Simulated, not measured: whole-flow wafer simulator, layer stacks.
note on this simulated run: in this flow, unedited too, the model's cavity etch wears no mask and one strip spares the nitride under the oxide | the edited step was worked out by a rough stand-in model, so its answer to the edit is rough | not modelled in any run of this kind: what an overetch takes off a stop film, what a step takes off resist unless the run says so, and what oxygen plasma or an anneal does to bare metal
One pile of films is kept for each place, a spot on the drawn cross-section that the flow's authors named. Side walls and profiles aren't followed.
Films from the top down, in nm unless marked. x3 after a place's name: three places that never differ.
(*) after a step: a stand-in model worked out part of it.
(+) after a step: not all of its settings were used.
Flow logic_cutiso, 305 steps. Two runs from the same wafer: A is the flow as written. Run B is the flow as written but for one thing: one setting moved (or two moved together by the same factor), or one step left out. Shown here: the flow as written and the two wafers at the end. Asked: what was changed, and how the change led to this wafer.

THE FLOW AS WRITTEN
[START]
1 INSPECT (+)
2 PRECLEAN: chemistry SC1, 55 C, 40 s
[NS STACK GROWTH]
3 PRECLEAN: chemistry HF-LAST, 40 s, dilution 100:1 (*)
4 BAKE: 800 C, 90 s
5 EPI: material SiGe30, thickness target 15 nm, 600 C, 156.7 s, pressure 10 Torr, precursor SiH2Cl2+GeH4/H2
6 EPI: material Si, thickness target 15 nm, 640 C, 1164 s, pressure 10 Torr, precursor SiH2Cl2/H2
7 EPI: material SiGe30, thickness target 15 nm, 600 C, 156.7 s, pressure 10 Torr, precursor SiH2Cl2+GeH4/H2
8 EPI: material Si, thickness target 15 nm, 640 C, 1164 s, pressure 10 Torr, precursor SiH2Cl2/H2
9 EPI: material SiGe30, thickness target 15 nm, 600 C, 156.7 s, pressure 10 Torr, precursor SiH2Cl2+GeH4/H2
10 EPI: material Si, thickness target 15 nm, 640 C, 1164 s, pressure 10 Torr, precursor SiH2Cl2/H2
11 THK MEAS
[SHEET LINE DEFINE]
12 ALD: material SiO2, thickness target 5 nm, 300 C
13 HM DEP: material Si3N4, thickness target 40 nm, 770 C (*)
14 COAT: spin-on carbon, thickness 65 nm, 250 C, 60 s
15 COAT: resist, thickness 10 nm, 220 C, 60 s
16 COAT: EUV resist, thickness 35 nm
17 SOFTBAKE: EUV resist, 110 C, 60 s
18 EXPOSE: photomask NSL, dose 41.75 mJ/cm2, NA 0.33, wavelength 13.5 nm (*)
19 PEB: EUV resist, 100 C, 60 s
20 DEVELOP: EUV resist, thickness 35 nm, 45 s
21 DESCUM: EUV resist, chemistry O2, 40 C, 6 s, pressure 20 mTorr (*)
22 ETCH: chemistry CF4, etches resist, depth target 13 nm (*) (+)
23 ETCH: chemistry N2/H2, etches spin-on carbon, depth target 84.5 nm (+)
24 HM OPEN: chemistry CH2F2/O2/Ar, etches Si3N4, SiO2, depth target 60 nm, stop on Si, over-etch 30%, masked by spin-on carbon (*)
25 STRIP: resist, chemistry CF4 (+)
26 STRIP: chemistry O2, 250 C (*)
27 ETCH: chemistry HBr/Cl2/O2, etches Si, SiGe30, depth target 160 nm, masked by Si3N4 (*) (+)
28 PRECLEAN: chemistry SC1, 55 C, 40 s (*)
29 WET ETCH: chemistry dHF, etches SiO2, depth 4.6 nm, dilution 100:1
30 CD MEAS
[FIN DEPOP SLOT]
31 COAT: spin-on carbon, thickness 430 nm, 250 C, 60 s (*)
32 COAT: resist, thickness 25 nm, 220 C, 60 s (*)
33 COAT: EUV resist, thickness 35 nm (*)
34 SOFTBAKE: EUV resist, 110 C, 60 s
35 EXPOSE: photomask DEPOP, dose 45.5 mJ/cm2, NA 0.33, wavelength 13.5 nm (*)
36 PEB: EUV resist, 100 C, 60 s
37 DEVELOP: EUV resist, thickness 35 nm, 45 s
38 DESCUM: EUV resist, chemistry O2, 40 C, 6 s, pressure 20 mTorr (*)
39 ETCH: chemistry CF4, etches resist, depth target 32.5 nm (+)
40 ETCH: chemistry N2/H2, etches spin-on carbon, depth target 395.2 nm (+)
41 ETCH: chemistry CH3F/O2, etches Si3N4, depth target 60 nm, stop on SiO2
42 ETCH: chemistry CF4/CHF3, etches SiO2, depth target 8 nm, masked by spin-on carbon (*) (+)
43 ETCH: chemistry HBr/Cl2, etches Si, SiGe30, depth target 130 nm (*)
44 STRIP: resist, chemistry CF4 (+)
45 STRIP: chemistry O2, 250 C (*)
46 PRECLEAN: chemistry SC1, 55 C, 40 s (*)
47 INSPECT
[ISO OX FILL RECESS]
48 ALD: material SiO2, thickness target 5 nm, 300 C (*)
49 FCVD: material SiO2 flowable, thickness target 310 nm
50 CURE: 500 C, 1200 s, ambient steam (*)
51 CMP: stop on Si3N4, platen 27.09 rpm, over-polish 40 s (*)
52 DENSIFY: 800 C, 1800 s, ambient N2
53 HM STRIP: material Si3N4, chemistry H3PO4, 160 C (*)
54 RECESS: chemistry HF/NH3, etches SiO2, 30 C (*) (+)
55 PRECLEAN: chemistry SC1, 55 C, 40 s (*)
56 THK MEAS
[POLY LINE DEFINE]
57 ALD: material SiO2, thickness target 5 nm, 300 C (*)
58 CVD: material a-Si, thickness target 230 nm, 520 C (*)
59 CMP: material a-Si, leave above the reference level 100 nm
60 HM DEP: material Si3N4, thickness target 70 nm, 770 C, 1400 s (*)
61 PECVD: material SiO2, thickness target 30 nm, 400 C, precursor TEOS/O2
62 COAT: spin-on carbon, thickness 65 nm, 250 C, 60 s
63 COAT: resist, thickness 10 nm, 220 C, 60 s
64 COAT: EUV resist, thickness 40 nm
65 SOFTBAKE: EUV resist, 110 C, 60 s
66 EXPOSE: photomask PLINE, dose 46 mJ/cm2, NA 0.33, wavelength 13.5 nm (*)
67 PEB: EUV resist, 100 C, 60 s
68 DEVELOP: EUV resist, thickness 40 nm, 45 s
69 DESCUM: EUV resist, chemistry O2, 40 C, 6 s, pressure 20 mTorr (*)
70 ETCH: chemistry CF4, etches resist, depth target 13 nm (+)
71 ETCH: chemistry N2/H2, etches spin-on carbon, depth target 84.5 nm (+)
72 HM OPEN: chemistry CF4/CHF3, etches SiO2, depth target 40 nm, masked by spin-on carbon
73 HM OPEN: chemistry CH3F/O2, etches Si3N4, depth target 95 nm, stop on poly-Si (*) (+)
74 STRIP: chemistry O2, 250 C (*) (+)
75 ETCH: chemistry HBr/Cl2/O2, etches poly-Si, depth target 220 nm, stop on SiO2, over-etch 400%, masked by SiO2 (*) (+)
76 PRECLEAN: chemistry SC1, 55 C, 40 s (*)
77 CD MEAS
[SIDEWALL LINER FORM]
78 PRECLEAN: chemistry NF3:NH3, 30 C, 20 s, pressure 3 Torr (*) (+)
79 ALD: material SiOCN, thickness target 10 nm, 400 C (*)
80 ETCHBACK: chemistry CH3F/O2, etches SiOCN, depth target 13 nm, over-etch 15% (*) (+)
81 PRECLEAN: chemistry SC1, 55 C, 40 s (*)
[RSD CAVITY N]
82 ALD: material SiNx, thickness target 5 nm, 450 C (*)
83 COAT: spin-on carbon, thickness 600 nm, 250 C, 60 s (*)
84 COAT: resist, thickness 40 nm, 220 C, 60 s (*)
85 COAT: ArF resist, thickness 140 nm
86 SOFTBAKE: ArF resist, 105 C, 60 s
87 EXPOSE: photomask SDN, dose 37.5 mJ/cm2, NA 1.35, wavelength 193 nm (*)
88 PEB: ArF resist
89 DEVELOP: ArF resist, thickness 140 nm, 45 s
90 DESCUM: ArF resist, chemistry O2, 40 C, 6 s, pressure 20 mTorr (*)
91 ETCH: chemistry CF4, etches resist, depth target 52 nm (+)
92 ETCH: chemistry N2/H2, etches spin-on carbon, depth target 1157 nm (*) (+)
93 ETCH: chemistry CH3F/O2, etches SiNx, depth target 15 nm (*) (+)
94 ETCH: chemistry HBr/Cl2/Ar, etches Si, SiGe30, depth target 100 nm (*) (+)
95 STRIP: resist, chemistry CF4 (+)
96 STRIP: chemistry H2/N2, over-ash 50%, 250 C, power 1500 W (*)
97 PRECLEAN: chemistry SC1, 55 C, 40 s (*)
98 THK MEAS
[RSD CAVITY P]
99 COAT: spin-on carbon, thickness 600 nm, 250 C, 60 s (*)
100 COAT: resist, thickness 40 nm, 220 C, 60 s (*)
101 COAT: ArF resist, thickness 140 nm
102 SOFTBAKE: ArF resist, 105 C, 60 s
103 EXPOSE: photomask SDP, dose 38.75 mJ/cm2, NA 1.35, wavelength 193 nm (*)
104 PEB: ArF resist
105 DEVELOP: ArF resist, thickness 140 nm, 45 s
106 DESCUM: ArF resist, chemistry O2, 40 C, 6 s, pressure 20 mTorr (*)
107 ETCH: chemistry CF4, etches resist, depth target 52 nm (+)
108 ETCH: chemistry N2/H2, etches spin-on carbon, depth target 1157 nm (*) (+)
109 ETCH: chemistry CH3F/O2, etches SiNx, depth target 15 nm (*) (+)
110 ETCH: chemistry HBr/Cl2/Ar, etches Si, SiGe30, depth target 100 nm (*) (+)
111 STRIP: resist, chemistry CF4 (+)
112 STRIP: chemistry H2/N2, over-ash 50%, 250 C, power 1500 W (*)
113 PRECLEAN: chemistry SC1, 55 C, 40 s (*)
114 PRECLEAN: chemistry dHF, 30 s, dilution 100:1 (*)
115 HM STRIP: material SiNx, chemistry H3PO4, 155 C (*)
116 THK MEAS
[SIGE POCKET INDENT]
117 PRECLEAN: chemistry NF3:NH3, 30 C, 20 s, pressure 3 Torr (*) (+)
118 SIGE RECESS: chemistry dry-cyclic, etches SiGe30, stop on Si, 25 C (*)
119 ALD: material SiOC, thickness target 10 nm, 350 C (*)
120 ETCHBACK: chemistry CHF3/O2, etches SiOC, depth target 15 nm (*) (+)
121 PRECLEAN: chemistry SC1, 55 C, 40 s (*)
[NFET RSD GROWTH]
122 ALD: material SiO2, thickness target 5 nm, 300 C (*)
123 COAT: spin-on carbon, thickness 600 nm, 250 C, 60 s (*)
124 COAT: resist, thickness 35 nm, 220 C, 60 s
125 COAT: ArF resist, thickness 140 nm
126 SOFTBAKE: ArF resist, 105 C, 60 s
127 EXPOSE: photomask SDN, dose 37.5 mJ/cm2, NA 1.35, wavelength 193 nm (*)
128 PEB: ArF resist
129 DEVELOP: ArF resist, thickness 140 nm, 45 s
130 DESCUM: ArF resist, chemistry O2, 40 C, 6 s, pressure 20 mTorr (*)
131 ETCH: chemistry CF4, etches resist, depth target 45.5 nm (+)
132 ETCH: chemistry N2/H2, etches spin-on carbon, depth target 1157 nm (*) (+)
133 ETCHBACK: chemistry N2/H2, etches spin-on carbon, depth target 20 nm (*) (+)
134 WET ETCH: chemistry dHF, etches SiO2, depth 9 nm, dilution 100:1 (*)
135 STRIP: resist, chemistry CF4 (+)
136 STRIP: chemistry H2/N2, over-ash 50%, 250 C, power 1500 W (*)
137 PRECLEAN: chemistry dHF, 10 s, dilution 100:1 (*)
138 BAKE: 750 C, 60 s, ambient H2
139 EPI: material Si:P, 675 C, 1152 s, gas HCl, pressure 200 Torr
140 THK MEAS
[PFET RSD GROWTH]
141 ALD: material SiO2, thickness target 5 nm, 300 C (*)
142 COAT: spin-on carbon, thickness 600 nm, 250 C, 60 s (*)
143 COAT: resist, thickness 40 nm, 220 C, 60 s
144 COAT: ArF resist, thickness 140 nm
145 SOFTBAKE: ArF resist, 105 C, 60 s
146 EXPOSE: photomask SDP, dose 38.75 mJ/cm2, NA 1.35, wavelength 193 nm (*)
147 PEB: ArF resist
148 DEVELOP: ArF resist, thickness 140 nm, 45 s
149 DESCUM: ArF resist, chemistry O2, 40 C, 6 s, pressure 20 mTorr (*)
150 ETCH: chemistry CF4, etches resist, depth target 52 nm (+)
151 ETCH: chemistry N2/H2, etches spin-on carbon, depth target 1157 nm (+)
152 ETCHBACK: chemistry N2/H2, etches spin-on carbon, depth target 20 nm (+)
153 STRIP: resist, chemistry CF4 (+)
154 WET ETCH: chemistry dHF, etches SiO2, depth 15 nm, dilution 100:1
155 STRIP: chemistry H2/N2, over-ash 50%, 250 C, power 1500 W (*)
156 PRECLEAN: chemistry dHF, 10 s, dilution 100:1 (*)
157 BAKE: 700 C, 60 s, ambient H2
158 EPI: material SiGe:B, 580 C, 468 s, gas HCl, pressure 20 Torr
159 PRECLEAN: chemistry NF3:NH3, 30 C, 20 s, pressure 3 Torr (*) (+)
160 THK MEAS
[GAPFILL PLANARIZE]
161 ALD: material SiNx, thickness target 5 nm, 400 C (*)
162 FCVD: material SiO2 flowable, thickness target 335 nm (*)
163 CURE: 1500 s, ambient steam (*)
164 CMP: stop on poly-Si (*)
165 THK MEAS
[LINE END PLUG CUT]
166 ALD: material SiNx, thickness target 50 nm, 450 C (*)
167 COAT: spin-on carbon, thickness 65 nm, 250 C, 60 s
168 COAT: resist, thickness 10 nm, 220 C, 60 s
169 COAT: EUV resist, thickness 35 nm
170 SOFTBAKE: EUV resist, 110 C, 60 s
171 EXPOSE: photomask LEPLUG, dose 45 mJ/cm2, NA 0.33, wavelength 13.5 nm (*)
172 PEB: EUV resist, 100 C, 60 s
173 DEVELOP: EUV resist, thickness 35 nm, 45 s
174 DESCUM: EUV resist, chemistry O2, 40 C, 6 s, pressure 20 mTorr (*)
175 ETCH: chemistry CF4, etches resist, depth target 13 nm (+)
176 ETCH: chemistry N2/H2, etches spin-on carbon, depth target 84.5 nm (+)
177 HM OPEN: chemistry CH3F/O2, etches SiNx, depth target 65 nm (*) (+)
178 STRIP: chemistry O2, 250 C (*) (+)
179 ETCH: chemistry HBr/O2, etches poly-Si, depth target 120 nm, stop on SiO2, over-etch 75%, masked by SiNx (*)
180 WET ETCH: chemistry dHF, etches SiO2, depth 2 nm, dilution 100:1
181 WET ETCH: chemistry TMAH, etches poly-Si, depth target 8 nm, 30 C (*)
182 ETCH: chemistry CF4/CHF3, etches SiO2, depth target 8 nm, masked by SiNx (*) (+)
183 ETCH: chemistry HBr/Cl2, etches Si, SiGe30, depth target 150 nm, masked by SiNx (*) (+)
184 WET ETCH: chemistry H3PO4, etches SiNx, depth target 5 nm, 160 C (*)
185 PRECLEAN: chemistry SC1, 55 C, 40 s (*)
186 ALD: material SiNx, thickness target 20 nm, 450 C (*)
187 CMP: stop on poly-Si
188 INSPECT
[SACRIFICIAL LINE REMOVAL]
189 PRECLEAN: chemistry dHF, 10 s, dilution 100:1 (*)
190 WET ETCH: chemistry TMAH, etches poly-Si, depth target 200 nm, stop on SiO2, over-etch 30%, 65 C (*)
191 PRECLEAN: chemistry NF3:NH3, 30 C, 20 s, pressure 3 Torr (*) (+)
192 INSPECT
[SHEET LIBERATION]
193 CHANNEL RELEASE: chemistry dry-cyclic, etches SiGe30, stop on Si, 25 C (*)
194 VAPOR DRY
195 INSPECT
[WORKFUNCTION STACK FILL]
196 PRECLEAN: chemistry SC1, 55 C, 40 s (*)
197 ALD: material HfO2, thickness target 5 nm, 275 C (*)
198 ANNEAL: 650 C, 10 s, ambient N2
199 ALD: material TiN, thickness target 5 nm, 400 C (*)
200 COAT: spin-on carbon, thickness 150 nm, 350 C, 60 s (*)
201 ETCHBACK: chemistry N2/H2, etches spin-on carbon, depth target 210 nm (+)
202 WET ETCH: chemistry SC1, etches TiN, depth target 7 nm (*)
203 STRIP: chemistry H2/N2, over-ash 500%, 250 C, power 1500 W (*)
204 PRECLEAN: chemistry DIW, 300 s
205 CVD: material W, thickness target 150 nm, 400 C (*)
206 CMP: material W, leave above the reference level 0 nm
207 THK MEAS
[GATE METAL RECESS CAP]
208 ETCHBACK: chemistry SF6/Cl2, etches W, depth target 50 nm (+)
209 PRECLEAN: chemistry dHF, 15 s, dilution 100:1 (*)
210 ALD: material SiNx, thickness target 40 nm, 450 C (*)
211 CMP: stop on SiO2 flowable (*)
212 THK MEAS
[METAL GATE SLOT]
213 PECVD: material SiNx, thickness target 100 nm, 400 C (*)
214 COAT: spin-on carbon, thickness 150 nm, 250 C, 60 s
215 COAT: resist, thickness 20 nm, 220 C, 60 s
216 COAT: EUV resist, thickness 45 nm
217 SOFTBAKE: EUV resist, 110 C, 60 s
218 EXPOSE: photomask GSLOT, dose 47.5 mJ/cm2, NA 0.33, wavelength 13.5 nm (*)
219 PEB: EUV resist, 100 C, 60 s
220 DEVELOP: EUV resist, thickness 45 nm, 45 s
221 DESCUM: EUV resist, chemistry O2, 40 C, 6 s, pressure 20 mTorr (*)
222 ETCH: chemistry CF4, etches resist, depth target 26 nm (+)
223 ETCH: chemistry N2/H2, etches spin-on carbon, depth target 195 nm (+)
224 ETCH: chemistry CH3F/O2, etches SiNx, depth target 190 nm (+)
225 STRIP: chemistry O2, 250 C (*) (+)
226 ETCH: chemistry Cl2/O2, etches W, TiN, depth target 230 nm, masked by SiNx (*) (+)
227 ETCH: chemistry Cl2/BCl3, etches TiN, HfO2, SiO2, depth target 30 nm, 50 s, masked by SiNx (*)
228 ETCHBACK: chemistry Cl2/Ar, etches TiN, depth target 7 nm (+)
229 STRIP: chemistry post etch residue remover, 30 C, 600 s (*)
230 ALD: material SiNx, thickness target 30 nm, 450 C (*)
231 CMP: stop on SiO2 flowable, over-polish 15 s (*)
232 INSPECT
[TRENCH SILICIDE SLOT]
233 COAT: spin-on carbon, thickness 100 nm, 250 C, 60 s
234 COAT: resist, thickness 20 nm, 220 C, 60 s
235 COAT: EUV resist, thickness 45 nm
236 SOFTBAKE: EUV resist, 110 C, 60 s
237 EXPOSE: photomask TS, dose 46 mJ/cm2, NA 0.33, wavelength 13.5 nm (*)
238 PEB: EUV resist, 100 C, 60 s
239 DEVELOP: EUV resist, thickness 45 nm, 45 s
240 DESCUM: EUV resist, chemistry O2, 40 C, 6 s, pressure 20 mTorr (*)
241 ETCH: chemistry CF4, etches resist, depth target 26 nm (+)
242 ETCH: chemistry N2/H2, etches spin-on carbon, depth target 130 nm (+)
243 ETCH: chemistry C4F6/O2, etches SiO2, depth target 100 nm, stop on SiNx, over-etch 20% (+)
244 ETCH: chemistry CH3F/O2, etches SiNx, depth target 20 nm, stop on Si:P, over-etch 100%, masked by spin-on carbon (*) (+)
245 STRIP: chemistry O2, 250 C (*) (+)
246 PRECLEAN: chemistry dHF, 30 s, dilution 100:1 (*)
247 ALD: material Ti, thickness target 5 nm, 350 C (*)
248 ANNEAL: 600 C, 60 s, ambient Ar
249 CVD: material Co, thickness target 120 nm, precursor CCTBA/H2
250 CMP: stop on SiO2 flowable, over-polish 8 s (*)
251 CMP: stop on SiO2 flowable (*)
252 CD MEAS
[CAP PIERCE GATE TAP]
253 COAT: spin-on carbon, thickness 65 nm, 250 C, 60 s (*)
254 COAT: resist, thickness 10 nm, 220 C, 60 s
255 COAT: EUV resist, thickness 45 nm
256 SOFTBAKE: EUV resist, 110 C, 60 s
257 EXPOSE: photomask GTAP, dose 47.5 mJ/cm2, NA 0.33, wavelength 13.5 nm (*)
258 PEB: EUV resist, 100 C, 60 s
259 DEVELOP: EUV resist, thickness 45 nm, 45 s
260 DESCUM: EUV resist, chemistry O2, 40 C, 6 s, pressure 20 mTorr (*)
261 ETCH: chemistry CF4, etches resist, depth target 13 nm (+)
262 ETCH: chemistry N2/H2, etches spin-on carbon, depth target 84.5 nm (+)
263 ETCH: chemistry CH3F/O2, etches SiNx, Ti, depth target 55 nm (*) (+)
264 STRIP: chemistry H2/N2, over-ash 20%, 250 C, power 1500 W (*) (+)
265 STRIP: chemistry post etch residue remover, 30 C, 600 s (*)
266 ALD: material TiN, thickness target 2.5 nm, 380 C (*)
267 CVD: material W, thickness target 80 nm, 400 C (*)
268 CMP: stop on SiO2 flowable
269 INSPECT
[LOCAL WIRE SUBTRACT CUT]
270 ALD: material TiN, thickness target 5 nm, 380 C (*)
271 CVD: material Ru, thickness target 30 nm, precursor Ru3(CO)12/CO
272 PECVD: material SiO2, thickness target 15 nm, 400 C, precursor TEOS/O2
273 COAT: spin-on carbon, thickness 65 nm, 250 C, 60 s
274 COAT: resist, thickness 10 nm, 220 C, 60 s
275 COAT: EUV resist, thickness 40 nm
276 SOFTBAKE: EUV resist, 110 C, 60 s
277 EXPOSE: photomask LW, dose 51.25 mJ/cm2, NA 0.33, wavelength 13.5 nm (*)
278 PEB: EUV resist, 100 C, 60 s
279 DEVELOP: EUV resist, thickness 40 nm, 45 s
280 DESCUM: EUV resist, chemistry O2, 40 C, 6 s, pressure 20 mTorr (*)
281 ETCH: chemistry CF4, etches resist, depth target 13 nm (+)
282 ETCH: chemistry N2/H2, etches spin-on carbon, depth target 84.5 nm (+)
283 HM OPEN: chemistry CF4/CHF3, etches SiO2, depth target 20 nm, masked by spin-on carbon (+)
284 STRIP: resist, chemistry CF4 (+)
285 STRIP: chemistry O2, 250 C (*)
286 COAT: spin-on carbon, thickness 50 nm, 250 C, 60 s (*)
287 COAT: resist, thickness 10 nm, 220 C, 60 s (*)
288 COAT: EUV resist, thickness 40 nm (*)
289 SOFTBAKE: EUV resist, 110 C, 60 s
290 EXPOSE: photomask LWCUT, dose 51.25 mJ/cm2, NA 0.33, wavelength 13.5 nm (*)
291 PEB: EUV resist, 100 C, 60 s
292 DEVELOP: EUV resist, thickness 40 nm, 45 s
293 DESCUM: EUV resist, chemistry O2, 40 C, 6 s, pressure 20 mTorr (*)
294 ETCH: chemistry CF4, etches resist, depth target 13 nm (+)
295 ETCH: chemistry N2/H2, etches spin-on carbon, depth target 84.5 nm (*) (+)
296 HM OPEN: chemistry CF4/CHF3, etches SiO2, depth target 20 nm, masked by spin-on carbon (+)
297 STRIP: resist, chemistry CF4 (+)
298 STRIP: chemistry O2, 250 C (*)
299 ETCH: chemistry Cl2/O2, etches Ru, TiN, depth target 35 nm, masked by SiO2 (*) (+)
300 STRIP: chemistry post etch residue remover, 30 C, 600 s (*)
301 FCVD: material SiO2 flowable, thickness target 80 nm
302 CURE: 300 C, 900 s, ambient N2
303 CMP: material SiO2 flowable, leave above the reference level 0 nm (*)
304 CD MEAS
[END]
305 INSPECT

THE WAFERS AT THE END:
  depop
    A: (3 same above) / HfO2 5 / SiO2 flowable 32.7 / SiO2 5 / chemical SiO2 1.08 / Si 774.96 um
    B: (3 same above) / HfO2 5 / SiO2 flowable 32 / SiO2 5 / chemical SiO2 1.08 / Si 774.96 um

The cause: step 42, ETCH: depth target 5.6 nm was run, where the flow has depth target 8 nm.

How the change led to this, step by step:
  42 ETCH: chemistry CF4/CHF3, etches SiO2, depth target 8 nm, masked by spin-on carbon (*) (+)
      gl: A resist -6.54 (all of it), spin-on carbon -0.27 | B resist -5.6
      glp: A resist -5.75 (all of it), spin-on carbon -0.52 | B resist -5.75 (all of it)
      (and at 19 more places)
  43 ETCH: chemistry HBr/Cl2, etches Si, SiGe30, depth target 130 nm (*)
      gl: A spin-on carbon -32 | B resist -0.94 (all of it), spin-on carbon -30.7
      gxf: A spin-on carbon -32 | B resist -1.82 (all of it), spin-on carbon -29.5
      (and at 13 more places)
